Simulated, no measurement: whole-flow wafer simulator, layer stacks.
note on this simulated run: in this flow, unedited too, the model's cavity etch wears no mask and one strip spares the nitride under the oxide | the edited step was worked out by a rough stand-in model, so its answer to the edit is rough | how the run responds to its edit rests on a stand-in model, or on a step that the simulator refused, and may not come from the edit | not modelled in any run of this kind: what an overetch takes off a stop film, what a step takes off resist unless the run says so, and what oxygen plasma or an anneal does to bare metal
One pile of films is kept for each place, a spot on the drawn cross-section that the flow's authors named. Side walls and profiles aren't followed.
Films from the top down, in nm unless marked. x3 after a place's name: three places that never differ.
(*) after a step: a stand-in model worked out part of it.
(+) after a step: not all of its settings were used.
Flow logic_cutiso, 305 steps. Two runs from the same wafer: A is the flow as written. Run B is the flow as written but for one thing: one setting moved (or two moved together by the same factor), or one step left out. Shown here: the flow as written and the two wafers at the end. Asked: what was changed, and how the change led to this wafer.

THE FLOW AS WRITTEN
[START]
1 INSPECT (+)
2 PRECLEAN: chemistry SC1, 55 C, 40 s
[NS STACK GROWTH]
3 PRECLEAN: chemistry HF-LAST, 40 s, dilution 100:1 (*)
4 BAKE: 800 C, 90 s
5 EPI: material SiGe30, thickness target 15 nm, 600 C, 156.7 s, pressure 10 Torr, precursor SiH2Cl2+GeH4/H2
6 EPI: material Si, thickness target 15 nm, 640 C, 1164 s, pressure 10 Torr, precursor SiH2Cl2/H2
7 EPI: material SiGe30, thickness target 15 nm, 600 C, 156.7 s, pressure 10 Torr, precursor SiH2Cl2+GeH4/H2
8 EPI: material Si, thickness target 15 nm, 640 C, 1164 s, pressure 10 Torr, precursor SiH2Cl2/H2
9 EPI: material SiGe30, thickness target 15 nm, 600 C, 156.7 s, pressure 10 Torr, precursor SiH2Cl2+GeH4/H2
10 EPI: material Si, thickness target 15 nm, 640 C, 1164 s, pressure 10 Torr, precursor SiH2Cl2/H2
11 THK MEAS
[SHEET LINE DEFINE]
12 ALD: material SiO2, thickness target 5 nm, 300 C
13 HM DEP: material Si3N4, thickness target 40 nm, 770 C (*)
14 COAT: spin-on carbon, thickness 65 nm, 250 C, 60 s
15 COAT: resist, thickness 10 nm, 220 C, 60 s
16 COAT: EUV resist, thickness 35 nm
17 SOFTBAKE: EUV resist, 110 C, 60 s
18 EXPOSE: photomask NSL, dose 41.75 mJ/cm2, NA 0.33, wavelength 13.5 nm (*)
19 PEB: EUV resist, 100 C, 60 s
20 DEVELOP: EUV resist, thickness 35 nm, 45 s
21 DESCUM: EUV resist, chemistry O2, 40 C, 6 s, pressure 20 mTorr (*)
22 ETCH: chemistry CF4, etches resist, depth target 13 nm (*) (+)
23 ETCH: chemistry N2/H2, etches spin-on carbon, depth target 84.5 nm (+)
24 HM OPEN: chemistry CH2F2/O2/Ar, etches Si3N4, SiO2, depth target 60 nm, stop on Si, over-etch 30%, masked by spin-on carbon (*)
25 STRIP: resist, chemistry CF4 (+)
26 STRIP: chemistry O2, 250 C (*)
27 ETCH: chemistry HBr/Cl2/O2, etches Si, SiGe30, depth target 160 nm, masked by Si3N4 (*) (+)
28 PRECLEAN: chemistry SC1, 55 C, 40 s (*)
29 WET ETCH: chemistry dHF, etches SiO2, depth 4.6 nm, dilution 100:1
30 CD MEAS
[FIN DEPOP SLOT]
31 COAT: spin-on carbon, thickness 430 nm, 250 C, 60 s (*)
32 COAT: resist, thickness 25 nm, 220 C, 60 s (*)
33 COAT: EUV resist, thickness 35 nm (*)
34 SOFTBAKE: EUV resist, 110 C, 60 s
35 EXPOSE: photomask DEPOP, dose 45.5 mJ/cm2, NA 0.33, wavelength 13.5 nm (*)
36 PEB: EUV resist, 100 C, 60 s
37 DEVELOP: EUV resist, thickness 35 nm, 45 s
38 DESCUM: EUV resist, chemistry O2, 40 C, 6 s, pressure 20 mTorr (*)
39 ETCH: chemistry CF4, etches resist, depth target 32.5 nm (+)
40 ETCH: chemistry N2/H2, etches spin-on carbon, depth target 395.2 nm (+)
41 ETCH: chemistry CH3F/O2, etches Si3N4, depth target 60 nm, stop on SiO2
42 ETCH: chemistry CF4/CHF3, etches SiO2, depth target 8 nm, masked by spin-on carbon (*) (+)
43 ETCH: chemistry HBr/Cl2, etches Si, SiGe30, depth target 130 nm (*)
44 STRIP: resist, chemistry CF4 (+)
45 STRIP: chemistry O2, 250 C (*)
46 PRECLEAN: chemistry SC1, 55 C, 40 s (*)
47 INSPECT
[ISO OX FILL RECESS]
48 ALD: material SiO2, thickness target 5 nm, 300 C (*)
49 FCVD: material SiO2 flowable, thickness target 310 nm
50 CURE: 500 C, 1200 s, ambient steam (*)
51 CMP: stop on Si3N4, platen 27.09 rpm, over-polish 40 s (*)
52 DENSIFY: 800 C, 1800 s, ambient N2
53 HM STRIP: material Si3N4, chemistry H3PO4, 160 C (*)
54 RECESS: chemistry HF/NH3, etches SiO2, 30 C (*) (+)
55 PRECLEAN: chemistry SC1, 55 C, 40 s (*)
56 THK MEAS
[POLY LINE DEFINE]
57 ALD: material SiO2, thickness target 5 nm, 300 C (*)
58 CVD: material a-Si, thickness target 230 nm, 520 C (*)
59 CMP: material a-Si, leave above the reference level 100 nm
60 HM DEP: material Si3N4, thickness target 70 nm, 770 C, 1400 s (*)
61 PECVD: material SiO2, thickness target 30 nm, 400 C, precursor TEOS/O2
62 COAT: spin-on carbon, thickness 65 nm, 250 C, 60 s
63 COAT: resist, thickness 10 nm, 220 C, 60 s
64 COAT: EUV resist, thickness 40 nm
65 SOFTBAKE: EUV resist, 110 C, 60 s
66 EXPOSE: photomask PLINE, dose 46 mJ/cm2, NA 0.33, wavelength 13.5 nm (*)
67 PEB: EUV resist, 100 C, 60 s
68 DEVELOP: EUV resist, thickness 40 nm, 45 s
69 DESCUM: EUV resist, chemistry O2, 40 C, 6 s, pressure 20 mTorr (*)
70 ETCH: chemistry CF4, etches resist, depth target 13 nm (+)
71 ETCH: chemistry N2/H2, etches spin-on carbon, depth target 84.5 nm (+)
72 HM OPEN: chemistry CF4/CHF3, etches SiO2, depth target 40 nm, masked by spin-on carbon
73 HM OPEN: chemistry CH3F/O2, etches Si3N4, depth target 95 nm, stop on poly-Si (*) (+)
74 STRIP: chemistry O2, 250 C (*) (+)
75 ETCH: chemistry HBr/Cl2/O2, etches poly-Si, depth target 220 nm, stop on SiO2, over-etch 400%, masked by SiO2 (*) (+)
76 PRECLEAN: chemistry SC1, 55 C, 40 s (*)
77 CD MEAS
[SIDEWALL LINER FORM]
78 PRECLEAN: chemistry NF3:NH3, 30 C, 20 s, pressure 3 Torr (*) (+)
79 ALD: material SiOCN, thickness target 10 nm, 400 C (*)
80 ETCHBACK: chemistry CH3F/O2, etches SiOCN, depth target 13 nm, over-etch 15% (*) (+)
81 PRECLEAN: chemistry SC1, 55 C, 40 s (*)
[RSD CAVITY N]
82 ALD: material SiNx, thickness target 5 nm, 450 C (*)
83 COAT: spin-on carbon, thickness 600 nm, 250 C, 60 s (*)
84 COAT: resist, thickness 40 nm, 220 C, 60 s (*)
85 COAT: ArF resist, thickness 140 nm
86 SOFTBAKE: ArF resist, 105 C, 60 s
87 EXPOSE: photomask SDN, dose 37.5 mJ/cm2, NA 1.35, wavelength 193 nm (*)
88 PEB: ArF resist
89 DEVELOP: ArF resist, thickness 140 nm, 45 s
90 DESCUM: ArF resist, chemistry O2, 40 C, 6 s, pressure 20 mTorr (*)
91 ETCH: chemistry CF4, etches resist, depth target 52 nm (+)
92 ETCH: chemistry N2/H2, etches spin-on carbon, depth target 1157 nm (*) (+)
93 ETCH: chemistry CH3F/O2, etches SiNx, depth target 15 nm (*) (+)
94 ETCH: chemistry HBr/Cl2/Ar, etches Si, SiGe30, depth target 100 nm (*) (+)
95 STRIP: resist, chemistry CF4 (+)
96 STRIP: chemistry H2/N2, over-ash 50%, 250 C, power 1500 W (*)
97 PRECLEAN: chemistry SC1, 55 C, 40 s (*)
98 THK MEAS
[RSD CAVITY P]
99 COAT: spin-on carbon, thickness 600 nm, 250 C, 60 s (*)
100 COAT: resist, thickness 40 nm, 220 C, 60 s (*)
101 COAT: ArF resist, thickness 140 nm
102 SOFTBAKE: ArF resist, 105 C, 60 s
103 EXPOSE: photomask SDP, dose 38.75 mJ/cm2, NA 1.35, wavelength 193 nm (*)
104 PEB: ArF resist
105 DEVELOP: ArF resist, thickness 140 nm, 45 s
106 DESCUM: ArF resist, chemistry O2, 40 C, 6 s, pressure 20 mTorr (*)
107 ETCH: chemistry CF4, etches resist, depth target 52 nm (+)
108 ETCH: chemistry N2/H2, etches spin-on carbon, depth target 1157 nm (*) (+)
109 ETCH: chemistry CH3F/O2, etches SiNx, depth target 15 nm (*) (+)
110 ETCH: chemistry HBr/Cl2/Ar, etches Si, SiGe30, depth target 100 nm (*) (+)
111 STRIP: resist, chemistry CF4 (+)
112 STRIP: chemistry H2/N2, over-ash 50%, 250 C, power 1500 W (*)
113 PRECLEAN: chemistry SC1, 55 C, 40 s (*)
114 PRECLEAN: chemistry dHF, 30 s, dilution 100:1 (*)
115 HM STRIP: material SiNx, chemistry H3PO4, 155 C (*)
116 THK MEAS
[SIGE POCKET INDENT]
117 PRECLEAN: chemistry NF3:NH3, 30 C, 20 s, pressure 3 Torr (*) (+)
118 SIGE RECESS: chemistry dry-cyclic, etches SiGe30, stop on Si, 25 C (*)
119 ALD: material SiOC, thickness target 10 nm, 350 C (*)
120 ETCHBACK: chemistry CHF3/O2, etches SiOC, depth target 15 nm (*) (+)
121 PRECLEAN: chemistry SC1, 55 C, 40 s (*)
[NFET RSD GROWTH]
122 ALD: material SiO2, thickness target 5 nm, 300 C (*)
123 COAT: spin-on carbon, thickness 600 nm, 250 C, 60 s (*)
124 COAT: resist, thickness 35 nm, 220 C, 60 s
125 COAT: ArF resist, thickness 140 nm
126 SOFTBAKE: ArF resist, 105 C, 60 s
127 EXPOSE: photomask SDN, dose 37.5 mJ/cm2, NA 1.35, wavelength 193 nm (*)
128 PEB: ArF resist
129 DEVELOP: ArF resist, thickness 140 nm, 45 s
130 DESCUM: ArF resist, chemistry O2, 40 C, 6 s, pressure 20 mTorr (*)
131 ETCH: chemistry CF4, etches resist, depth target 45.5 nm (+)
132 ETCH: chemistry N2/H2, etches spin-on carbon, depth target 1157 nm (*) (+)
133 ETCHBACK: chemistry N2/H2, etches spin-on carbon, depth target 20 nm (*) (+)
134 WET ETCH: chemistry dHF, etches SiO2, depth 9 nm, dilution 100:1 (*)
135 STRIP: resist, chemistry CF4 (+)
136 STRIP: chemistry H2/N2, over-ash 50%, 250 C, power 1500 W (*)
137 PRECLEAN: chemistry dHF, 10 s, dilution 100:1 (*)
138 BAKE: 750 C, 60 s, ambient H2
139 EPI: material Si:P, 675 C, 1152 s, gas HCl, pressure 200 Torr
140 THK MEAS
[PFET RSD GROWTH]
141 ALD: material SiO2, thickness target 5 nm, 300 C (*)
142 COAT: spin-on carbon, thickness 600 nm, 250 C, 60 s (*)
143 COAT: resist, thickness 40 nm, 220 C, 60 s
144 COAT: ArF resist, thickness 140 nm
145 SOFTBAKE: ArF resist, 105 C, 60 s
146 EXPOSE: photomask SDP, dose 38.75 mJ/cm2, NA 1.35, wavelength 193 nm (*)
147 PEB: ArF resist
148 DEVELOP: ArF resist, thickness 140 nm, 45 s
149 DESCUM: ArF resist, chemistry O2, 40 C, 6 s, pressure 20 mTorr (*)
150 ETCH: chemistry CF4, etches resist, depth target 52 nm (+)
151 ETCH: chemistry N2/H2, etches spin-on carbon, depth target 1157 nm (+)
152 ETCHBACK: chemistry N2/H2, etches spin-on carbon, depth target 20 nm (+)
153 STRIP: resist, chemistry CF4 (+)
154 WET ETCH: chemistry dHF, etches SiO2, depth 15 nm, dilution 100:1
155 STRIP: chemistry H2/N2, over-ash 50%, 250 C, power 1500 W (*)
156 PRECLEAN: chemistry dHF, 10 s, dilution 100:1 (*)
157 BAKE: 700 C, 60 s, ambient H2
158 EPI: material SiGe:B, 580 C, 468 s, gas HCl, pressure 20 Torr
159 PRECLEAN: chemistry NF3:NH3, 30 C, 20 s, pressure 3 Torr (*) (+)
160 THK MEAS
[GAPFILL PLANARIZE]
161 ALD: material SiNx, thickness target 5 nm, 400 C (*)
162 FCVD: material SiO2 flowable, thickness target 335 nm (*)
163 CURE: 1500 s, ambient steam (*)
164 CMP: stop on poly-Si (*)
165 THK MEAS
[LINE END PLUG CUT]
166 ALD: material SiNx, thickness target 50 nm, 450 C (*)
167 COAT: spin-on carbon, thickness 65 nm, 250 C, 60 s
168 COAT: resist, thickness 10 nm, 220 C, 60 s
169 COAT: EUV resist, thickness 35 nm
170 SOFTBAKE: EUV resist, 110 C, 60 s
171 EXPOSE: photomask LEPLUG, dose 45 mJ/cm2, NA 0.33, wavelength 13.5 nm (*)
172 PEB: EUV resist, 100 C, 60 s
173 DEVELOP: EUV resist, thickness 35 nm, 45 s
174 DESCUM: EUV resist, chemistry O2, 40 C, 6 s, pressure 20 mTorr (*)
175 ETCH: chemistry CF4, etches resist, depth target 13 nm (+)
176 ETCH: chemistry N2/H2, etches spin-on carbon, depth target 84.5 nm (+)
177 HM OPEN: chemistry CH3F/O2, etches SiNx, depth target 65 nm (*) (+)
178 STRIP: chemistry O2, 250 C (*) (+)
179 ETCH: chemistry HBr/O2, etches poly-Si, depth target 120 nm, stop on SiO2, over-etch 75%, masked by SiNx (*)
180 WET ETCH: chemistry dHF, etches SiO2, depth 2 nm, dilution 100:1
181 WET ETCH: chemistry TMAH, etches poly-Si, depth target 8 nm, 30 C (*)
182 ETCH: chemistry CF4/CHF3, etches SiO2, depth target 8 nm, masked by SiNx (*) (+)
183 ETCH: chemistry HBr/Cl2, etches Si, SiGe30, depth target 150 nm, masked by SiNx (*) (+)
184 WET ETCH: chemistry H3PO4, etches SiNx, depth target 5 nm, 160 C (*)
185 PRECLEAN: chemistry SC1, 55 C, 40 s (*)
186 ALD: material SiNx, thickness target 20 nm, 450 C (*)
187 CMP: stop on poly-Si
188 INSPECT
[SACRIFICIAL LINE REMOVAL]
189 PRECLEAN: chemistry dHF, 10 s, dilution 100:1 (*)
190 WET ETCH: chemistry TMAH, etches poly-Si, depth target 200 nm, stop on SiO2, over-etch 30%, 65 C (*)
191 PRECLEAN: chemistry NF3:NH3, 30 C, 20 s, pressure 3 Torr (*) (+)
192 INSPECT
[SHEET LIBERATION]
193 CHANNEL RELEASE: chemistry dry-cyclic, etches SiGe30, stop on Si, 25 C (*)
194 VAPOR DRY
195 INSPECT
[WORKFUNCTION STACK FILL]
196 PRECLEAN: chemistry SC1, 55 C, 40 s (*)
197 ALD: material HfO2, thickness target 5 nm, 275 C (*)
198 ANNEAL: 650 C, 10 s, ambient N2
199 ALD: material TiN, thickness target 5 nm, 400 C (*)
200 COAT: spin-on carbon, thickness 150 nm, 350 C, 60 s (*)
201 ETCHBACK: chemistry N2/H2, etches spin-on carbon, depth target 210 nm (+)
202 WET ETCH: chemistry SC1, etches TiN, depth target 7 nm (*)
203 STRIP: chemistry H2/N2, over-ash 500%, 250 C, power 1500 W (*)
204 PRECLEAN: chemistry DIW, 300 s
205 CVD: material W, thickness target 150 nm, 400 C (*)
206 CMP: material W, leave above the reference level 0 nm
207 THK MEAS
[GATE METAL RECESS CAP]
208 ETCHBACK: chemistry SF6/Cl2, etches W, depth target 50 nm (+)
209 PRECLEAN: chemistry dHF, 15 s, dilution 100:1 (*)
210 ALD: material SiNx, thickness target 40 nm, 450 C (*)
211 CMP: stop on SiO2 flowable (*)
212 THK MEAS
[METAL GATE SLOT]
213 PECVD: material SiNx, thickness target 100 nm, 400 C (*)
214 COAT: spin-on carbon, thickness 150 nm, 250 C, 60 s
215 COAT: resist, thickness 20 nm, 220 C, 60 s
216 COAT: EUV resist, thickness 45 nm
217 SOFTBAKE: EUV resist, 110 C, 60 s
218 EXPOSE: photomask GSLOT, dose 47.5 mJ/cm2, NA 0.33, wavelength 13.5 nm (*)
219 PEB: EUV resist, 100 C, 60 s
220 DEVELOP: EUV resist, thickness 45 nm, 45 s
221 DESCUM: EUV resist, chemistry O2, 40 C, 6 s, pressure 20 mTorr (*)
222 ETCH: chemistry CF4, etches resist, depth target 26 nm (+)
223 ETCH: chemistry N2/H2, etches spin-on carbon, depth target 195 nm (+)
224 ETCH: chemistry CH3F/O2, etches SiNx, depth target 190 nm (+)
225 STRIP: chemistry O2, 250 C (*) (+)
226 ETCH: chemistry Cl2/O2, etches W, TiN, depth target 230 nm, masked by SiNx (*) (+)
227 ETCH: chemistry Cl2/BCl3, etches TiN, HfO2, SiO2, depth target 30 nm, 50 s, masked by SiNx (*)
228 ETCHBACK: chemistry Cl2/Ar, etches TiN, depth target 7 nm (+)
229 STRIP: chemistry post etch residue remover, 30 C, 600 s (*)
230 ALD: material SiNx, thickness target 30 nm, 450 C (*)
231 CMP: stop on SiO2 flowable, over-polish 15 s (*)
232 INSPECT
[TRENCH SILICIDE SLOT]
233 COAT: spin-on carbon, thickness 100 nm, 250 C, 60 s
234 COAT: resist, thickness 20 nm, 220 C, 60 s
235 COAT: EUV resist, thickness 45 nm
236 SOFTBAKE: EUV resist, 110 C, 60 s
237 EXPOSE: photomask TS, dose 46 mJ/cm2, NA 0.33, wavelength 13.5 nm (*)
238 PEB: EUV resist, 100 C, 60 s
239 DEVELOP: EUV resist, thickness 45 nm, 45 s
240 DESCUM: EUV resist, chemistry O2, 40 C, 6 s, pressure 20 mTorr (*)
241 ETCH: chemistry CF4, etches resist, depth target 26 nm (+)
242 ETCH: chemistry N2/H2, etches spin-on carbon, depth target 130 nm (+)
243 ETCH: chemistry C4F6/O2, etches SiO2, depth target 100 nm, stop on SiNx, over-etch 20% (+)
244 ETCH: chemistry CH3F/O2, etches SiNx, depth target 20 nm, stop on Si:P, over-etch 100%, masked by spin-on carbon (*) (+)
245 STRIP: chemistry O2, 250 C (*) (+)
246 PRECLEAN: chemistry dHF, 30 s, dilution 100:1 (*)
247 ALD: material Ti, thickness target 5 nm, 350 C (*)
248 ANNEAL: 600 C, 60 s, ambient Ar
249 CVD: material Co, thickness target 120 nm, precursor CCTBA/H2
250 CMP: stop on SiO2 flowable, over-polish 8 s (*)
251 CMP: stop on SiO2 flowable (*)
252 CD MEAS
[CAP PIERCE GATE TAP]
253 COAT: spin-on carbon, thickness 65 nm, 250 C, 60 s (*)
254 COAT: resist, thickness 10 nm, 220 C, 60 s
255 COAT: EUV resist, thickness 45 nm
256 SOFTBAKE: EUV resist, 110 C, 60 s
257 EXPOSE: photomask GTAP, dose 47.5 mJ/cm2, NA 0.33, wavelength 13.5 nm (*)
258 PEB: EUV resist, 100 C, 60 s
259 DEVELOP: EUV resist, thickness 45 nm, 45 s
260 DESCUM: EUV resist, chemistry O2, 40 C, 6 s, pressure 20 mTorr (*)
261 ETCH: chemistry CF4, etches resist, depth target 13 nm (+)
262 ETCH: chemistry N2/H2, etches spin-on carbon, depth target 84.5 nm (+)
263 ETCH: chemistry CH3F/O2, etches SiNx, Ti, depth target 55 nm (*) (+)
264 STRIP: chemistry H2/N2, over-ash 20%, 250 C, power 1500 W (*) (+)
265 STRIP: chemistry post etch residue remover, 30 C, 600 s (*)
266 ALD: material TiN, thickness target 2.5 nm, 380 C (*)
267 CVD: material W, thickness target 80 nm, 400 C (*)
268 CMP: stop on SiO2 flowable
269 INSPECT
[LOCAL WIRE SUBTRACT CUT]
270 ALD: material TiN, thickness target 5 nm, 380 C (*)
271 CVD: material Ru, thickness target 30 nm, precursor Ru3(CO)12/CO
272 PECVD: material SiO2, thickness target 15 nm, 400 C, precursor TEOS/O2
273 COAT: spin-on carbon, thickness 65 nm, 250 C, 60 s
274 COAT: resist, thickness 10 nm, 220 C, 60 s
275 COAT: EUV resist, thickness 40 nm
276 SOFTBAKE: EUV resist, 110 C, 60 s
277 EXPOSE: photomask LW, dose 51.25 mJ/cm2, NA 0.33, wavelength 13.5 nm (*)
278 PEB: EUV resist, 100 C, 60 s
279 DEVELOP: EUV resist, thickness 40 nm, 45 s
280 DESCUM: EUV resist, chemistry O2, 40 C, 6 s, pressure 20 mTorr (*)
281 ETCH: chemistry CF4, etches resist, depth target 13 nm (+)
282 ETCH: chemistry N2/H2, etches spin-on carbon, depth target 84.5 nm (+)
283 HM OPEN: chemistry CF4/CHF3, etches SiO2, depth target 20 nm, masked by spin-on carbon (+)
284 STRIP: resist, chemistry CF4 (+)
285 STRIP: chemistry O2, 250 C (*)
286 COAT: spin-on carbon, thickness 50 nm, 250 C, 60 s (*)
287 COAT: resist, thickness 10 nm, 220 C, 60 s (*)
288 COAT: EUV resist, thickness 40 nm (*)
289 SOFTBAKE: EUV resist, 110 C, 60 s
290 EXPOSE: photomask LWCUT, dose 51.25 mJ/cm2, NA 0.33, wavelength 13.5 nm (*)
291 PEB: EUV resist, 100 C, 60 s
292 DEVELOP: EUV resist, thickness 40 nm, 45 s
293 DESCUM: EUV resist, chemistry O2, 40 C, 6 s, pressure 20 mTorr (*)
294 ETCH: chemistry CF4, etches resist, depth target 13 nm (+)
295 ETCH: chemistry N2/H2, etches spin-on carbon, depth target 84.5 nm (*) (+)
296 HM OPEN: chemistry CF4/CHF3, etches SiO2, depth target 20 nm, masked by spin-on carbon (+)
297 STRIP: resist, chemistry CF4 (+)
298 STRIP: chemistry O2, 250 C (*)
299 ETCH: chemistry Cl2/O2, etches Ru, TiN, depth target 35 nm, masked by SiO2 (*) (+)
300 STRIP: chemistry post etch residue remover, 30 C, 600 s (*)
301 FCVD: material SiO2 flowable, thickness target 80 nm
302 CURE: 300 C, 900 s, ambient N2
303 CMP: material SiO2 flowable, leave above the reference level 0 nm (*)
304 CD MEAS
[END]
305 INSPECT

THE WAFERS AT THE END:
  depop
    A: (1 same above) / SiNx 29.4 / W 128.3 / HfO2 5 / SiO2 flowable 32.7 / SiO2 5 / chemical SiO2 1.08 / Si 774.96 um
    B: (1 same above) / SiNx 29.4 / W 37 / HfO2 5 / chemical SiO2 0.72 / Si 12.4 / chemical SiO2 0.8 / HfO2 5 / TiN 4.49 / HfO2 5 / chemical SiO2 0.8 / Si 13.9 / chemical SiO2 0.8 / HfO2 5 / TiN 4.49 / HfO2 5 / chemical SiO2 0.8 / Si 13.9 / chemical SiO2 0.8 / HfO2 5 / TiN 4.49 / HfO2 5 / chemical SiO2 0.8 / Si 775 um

The cause: step 42, ETCH: depth target 3.2 nm was run, where the flow has depth target 8 nm.

How the change led to this, step by step:
  42 ETCH: chemistry CF4/CHF3, etches SiO2, depth target 8 nm, masked by spin-on carbon (*) (+)
      depop: A SiO2 -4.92 (all of it), Si -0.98 | B SiO2 -3.2
      gl: A resist -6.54 (all of it), spin-on carbon -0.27 | B resist -3.2
      (and at 20 more places)
  43 ETCH: chemistry HBr/Cl2, etches Si, SiGe30, depth target 130 nm (*)
      glp, tap: A spin-on carbon -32 | B resist -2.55 (all of it), spin-on carbon -28.4
      depop: A Si -14 (all of it), SiGe30 -15 (all of it), Si -15 (all of it), SiGe30 -15 (all of it), Si -15 (all of it), SiGe30 -15 (all of it), Si -41 | B nothing
      (and at 18 more places)
  44 STRIP: resist, chemistry CF4 (+)
      depop: A nothing | B SiO2 -1.72 (all of it)
  45 STRIP: chemistry O2, 250 C (*)
      dpovl: A chemical SiO2 +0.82 (new film), spin-on carbon -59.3 (all of it), Si -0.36 | B chemical SiO2 +0.82 (new film), spin-on carbon -60.6 (all of it), Si -0.36
  49 FCVD: material SiO2 flowable, thickness target 310 nm
      dpovl, nsgap: A SiO2 flowable +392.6 (new film) | B SiO2 flowable +406.3 (new film)
      depop: A SiO2 flowable +359.9 (new film) | B SiO2 flowable +242.6 (new film)
      (and at 2 more places)
  51 CMP: stop on Si3N4, platen 27.09 rpm, over-polish 40 s (*)
      depop: A SiO2 flowable -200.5 | B SiO2 flowable -214.1
      dpovl: A SiO2 flowable -200.4 | B SiO2 flowable -214
      (and at 3 more places)
  52 DENSIFY: 800 C, 1800 s, ambient N2
      depop: A SiO2 flowable -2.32 | B SiO2 flowable -0.24
      dpovl: A SiO2 flowable -2.82 | B SiO2 flowable -2.27
  54 RECESS: chemistry HF/NH3, etches SiO2, 30 C (*) (+)
      depop: A SiO2 flowable -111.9 | B SiO2 flowable -18.4 (all of it), SiO2 -5 (all of it), chemical SiO2 -1.08 (all of it)
  55 PRECLEAN: chemistry SC1, 55 C, 40 s (*)
      depop: A SiO2 flowable -0.06 | B chemical SiO2 +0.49 (new film), Si -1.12
  58 CVD: material a-Si, thickness target 230 nm, 520 C (*)
      depop: A a-Si +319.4 (new film) | B a-Si +230 (new film)
  60 HM DEP: material Si3N4, thickness target 70 nm, 770 C, 1400 s (*)
      depop: A Si3N4 +70 (new film), poly-Si +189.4 (new film), a-Si -189.4 (all of it) | B Si3N4 +70 (new film), poly-Si +100.5 (new film), a-Si -100.5 (all of it)
  190 WET ETCH: chemistry TMAH, etches poly-Si, depth target 200 nm, stop on SiO2, over-etch 30%, 65 C (*)
      depop: A poly-Si -189.4 (all of it) | B poly-Si -100.5 (all of it)
  191 PRECLEAN: chemistry NF3:NH3, 30 C, 20 s, pressure 3 Torr (*) (+)
      depop: A SiO2 -5 (all of it), SiO2 flowable -2.58 | B SiO2 -5 (all of it), chemical SiO2 -0.49 (all of it)
  193 CHANNEL RELEASE: chemistry dry-cyclic, etches SiGe30, stop on Si, 25 C (*)
      depop: A nothing | B chemical SiO2 +0.8 (new film), Si -0.99, chemical SiO2 +0.8 (new film), cavity +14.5 (new film), chemical SiO2 +0.8 (new film), SiGe30 -15 (all of it), Si -1.08, chemical SiO2 +0.8 (new film), cavity +14.5 (new film), chemical SiO2 +0.8 (new film), SiGe30 -15 (all of it), Si -1.08, chemical SiO2 +0.8 (new film), cavity +14.5 (new film), chemical SiO2 +0.8 (new film), SiGe30 -15 (all of it), Si -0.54
  197 ALD: material HfO2, thickness target 5 nm, 275 C (*)
      depop: A HfO2 +5 (new film) | B HfO2 +5 (new film), HfO2 +5 (new film), cavity -10, HfO2 +5 (new film), HfO2 +5 (new film), cavity -10, HfO2 +5 (new film), HfO2 +5 (new film), cavity -10, HfO2 +5 (new film)
  199 ALD: material TiN, thickness target 5 nm, 400 C (*)
      depop: A TiN +5 (new film) | B TiN +5 (new film), TiN +4.49 (new film), cavity -4.49 (all of it), TiN +4.49 (new film), cavity -4.49 (all of it), TiN +4.49 (new film), cavity -4.49 (all of it)
  ... 2 more steps ...
  205 CVD: material W, thickness target 150 nm, 400 C (*)
      depop: A W +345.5 (new film) | B W +254.2 (new film)
Counting metal films that touch as one body, depop has 4 bodies (between them, from the top down: HfO2 5 / chemical SiO2 0.72 / Si 12.4 / chemical SiO2 0.8 / HfO2 5; HfO2 5 / chemical SiO2 0.8 / Si 13.9 / chemical SiO2 0.8 / HfO2 5; HfO2 5 / chemical SiO2 0.8 / Si 13.9 / chemical SiO2 0.8 / HfO2 5); the flow as written gives 1 body.
